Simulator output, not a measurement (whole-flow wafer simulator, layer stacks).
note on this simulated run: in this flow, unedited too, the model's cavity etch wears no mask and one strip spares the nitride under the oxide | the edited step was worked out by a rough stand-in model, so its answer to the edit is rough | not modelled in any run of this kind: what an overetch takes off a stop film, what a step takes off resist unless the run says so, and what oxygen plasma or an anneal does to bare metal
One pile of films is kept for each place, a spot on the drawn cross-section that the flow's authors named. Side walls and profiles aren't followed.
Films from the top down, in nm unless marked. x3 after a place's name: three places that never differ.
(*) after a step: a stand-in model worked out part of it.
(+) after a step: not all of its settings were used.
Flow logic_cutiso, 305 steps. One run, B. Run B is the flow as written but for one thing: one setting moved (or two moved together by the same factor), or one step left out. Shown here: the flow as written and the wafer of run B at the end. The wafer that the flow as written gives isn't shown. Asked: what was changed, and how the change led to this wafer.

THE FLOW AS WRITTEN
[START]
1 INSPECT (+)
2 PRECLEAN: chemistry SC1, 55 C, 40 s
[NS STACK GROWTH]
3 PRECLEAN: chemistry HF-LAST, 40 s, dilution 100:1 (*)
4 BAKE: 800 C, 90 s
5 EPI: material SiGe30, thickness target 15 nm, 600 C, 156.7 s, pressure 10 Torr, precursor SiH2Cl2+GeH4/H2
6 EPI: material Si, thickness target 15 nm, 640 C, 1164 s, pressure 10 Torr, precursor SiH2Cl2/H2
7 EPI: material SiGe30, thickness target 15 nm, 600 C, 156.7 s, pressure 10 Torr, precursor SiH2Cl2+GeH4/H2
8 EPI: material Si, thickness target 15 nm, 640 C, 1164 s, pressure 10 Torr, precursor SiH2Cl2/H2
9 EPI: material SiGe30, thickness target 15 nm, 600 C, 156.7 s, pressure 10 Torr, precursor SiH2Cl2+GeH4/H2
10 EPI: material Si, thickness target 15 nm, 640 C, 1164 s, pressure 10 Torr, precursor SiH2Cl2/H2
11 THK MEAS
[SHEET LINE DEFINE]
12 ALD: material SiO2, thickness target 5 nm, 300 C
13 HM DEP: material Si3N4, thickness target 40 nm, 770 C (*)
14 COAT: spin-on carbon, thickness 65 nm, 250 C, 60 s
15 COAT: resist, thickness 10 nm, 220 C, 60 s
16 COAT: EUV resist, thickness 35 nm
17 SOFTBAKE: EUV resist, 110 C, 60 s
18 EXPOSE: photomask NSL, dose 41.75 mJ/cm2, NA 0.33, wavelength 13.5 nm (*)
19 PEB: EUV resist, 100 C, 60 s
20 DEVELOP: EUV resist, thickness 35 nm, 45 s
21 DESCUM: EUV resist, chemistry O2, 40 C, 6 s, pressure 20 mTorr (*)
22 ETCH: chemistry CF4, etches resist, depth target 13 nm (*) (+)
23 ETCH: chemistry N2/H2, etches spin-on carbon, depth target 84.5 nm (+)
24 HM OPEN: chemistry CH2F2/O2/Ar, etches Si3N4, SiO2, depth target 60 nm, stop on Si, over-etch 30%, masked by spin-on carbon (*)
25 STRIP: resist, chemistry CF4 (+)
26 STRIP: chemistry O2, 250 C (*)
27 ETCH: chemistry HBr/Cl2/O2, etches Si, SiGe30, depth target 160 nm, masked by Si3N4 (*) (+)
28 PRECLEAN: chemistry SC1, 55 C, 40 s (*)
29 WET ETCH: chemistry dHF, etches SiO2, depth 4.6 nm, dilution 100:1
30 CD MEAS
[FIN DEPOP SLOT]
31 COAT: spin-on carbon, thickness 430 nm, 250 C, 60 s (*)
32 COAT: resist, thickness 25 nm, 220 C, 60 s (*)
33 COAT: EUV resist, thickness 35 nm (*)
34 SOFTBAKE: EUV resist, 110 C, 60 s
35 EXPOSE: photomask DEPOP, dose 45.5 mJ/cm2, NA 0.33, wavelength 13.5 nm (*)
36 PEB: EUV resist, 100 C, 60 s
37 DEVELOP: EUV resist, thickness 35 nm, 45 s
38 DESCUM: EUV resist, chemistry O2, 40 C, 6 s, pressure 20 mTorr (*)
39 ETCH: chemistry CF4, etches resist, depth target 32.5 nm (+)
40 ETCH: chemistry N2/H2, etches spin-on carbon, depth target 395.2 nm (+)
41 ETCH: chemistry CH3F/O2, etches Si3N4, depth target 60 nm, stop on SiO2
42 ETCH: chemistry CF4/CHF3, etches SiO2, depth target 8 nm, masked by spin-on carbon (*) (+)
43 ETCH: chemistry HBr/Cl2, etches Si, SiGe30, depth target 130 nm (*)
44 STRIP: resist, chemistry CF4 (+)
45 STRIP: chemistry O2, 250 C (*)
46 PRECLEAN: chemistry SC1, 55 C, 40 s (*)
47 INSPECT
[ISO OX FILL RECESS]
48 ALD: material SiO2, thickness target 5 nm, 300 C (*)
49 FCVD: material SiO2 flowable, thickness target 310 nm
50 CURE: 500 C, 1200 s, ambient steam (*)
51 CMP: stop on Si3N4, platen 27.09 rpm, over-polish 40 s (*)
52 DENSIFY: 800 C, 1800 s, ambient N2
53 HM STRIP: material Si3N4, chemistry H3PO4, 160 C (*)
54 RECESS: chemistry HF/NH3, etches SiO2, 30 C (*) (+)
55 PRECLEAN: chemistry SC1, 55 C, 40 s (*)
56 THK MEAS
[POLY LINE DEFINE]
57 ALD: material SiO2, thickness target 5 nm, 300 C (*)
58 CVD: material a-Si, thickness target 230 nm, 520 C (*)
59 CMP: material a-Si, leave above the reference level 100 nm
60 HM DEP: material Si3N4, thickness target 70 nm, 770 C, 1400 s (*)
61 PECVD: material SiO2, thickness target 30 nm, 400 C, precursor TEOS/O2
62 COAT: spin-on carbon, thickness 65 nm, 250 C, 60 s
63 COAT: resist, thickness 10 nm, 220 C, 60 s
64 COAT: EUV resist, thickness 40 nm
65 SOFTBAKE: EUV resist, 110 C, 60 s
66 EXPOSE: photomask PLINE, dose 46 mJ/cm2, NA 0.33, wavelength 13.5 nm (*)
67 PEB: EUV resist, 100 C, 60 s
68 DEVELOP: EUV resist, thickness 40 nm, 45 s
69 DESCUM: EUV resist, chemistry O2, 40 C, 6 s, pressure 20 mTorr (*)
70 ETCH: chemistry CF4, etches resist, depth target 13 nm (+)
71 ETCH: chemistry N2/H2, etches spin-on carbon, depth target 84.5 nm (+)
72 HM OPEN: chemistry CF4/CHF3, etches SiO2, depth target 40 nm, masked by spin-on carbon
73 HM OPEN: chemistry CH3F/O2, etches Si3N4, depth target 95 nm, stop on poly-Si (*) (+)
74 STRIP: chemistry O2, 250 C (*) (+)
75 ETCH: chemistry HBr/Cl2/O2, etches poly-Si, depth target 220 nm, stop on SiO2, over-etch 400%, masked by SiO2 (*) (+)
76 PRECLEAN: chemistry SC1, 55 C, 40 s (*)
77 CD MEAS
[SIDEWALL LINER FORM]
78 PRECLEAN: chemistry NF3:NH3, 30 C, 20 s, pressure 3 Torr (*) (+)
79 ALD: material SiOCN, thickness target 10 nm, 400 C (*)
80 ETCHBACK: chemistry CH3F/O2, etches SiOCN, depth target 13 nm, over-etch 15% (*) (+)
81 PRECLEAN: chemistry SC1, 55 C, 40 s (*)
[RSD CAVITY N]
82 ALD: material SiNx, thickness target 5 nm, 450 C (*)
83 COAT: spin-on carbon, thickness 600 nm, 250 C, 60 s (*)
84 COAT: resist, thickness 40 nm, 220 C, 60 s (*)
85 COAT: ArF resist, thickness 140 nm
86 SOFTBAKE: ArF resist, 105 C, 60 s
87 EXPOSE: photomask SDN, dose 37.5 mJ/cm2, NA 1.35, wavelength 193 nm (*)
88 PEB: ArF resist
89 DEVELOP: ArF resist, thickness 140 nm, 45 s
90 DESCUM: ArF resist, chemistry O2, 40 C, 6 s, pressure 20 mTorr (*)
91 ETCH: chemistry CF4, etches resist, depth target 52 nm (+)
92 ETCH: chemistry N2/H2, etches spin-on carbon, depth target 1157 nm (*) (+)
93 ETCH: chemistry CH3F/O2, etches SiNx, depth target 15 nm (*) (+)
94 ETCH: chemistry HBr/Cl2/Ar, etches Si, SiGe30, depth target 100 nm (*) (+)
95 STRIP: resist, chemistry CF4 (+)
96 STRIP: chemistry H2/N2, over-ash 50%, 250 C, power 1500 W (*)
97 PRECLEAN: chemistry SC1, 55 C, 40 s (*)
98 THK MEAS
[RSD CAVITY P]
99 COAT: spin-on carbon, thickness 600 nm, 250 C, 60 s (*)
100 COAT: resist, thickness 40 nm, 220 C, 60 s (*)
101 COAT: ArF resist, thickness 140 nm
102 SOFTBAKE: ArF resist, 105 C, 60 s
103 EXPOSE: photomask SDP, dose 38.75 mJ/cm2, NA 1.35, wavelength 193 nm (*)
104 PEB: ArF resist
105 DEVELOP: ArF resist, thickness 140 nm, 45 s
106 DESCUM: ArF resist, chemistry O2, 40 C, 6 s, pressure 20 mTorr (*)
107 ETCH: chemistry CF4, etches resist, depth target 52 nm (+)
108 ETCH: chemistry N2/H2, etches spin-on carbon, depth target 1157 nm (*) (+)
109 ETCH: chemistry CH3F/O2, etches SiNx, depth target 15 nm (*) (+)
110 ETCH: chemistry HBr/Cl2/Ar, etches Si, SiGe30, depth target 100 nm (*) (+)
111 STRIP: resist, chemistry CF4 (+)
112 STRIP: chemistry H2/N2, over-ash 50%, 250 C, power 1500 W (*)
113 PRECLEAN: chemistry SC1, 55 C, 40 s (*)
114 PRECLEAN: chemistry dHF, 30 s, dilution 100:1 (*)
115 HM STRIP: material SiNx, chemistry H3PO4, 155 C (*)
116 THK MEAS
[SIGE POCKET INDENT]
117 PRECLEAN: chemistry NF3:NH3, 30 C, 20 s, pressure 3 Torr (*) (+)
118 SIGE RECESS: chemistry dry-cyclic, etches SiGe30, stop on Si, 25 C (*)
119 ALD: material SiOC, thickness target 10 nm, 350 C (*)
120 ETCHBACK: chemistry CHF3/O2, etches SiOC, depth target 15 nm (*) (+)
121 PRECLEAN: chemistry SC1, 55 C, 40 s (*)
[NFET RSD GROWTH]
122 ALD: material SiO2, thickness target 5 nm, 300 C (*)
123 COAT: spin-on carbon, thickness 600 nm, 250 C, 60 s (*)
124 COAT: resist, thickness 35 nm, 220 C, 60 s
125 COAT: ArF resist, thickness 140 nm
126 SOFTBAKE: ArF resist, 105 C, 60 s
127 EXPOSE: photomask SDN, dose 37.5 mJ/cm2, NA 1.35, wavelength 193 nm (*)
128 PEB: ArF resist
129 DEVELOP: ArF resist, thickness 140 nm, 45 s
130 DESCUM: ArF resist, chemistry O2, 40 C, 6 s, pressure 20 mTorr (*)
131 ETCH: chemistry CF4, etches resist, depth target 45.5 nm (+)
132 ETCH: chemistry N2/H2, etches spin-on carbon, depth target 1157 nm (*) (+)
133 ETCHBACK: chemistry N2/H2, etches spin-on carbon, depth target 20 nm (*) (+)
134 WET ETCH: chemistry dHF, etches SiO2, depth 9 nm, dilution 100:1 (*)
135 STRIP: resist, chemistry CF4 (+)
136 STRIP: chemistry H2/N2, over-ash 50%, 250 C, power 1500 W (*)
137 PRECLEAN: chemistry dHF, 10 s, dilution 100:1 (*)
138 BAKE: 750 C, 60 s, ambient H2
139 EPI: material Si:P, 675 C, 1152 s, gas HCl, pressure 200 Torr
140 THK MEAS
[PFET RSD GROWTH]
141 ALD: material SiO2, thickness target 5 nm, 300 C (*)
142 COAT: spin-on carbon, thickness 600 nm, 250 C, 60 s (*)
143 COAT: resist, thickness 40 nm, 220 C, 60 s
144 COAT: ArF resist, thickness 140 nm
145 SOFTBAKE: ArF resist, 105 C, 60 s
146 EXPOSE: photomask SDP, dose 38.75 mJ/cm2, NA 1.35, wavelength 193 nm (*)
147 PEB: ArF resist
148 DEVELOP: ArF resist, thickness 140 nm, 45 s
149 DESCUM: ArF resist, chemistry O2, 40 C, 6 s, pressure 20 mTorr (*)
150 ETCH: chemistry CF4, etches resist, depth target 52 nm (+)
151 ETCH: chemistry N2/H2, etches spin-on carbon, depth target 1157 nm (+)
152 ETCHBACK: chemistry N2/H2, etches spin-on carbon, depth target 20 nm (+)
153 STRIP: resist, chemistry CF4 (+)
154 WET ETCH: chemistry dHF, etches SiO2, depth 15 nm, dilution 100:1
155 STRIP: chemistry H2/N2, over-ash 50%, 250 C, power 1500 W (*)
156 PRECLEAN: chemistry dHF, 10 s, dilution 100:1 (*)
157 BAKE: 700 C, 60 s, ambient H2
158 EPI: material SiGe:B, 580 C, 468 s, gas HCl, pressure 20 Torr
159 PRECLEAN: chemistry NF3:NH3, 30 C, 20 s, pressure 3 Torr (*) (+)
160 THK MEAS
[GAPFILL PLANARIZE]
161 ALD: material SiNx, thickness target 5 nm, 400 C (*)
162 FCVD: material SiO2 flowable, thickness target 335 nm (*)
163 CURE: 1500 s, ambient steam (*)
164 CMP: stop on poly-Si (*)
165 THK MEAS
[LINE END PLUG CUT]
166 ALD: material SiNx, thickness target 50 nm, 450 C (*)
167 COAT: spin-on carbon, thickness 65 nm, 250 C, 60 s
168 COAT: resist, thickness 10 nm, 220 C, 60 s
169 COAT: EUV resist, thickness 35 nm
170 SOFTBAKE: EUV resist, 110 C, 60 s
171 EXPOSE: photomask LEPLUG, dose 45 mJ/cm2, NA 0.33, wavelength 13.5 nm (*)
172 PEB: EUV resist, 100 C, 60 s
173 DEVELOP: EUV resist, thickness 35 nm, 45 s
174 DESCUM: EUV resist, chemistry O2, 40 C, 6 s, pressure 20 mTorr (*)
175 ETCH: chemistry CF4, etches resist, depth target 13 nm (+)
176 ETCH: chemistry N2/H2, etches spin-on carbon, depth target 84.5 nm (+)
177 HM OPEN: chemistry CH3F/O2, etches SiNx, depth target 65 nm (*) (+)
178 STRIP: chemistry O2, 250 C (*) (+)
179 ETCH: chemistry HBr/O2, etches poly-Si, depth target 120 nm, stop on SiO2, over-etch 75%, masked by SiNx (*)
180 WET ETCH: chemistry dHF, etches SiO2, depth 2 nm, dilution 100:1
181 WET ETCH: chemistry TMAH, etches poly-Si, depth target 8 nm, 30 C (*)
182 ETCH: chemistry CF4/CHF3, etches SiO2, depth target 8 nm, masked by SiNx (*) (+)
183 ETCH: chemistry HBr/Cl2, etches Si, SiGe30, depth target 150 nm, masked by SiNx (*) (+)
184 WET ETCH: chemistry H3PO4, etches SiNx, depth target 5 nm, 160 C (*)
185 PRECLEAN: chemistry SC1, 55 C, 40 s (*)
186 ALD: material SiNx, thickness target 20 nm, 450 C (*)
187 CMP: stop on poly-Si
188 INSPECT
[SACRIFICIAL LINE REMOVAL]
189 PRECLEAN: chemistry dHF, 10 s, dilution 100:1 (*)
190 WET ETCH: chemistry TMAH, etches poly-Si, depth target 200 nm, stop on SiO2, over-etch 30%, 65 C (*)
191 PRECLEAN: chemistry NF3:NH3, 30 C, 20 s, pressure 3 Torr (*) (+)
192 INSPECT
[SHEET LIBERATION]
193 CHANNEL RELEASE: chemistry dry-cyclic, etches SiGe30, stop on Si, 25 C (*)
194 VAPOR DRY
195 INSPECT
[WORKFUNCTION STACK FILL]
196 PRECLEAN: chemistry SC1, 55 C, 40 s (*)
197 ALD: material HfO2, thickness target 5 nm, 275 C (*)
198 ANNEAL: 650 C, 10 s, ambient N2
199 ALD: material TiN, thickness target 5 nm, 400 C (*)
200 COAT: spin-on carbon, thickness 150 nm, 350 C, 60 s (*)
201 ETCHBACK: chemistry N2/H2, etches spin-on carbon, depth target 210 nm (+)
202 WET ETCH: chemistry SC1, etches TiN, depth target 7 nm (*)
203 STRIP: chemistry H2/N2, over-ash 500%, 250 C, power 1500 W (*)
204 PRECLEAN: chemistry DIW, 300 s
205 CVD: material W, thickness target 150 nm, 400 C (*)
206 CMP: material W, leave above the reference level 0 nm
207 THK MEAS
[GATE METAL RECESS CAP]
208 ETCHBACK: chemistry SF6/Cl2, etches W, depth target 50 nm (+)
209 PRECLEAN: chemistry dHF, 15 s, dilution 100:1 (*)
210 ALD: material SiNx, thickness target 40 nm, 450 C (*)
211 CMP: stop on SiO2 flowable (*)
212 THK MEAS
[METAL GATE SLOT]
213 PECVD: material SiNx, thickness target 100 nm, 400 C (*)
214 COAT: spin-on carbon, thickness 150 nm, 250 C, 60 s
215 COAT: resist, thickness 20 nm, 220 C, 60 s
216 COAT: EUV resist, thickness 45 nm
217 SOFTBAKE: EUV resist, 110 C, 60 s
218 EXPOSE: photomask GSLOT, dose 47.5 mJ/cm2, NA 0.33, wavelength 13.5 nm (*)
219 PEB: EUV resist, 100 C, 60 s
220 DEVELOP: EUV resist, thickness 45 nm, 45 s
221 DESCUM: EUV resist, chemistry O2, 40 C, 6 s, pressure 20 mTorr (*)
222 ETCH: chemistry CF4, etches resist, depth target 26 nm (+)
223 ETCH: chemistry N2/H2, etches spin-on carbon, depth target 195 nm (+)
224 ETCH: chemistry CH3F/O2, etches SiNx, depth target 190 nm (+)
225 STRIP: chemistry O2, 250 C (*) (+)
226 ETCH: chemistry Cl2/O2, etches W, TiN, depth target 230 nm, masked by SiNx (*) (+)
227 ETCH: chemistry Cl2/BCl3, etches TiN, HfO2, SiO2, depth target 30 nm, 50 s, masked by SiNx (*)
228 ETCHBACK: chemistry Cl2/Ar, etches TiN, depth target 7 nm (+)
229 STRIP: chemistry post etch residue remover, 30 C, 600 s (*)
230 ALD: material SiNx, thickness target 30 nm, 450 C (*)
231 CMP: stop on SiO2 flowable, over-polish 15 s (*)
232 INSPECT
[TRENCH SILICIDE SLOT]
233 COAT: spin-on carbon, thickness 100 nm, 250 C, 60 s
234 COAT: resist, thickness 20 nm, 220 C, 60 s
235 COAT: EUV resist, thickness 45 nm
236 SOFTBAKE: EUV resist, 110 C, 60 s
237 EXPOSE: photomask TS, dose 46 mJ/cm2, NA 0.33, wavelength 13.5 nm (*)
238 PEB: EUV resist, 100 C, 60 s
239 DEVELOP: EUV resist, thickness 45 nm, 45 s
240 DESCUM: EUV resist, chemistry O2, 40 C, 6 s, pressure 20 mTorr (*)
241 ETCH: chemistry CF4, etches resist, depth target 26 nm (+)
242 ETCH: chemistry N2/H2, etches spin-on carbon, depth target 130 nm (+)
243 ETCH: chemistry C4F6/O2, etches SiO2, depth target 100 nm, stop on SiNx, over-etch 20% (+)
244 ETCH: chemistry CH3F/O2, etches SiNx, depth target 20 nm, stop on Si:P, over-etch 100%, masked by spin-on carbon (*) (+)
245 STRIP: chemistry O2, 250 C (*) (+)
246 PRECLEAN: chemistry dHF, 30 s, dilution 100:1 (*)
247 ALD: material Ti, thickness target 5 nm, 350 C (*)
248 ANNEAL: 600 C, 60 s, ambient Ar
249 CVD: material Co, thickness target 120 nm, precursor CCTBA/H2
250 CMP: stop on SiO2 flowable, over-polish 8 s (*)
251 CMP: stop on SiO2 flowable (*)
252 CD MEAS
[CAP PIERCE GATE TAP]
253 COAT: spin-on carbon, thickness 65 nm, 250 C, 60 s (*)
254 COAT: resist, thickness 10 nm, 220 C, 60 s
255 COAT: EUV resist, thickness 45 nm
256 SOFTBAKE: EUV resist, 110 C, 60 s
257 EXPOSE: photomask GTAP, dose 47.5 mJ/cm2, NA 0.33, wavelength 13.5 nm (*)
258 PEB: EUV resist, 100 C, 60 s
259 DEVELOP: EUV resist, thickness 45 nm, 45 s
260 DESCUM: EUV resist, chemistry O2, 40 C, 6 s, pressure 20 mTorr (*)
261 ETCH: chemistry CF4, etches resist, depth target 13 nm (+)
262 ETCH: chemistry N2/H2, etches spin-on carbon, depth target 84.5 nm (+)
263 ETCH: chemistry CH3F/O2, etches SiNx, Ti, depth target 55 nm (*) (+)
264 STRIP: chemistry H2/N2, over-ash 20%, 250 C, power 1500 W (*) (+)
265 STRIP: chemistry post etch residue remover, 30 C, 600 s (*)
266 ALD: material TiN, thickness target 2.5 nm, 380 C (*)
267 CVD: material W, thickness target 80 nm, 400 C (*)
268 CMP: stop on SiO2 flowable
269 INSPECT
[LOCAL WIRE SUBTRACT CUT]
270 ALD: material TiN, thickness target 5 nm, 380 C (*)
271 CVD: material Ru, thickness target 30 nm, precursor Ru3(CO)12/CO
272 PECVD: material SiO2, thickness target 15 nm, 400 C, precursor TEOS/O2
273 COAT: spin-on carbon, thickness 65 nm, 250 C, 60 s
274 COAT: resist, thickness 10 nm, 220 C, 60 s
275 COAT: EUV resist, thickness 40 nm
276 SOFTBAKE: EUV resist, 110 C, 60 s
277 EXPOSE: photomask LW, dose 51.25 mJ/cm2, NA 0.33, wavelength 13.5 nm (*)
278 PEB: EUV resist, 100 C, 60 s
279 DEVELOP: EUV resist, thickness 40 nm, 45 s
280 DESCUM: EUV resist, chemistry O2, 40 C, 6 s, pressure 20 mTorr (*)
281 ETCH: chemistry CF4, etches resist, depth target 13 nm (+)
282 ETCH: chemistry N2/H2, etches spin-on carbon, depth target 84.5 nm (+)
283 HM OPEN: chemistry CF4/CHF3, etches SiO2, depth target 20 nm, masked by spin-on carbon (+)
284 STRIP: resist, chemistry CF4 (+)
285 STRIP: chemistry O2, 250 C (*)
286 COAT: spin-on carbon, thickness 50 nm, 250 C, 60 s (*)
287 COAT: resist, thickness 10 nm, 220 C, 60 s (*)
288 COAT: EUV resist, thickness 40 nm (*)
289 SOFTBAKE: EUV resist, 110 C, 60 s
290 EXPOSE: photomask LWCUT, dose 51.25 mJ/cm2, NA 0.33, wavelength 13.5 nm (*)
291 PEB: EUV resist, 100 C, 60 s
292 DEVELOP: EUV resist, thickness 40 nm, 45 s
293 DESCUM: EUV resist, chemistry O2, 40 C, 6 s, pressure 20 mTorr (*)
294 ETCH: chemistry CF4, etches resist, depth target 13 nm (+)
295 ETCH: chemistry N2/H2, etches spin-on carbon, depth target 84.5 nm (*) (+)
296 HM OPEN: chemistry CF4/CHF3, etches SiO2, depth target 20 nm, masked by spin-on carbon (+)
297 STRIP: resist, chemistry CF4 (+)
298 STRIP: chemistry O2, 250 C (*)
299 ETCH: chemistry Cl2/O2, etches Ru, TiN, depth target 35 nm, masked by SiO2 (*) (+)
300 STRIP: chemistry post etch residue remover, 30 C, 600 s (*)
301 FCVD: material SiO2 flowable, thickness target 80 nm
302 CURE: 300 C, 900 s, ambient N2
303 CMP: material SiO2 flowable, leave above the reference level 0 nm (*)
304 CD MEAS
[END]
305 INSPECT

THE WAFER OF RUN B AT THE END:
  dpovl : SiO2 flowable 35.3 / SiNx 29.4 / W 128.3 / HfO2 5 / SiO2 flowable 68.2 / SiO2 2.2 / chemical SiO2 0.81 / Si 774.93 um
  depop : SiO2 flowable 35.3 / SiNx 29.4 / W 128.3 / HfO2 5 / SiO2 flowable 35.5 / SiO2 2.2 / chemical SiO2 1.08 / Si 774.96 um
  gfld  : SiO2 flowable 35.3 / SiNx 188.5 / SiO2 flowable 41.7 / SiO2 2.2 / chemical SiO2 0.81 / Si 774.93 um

The cause: step 48, ALD: thickness target 2.2 nm was run, where the flow has thickness target 5 nm.
It can be read off the wafer: dpovl has SiO2 2.2, and step 48 as written asks for 5 nm.

How the change led to this, step by step:
  48 ALD: material SiO2, thickness target 5 nm, 300 C (*)
      depop, dpovl, gfld and 19 more: SiO2 +2.2 (new film) (as written it would be: SiO2 +5 (new film))
  49 FCVD: material SiO2 flowable, thickness target 310 nm
      dpovl, nsgap: SiO2 flowable +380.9 (new film) (as written it would be: SiO2 flowable +392.6 (new film))
      depop: SiO2 flowable +348.2 (new film) (as written it would be: SiO2 flowable +359.9 (new film))
      (and at 2 more places)
  51 CMP: stop on Si3N4, platen 27.09 rpm, over-polish 40 s (*)
      lnrt, rsdn, tap: SiO2 flowable -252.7 (all of it), SiO2 -2.2 (all of it), Si3N4 -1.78 (as written it would be: SiO2 flowable -254.2 (all of it), SiO2 -5 (all of it), Si3N4 -1.78)
      gxn, gxp: SiO2 flowable -251.5 (all of it), SiO2 -2.2 (all of it), Si3N4 -1.78 (as written it would be: SiO2 flowable -253 (all of it), SiO2 -5 (all of it), Si3N4 -1.78)
      (and at 13 more places)
  197 ALD: material HfO2, thickness target 5 nm, 275 C (*)
      gxf: HfO2 +5 (new film) (as written it would be: HfO2 +7.7 (new film))
  199 ALD: material TiN, thickness target 5 nm, 400 C (*)
      gxf: TiN +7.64 (new film) (as written it would be: TiN +5 (new film))
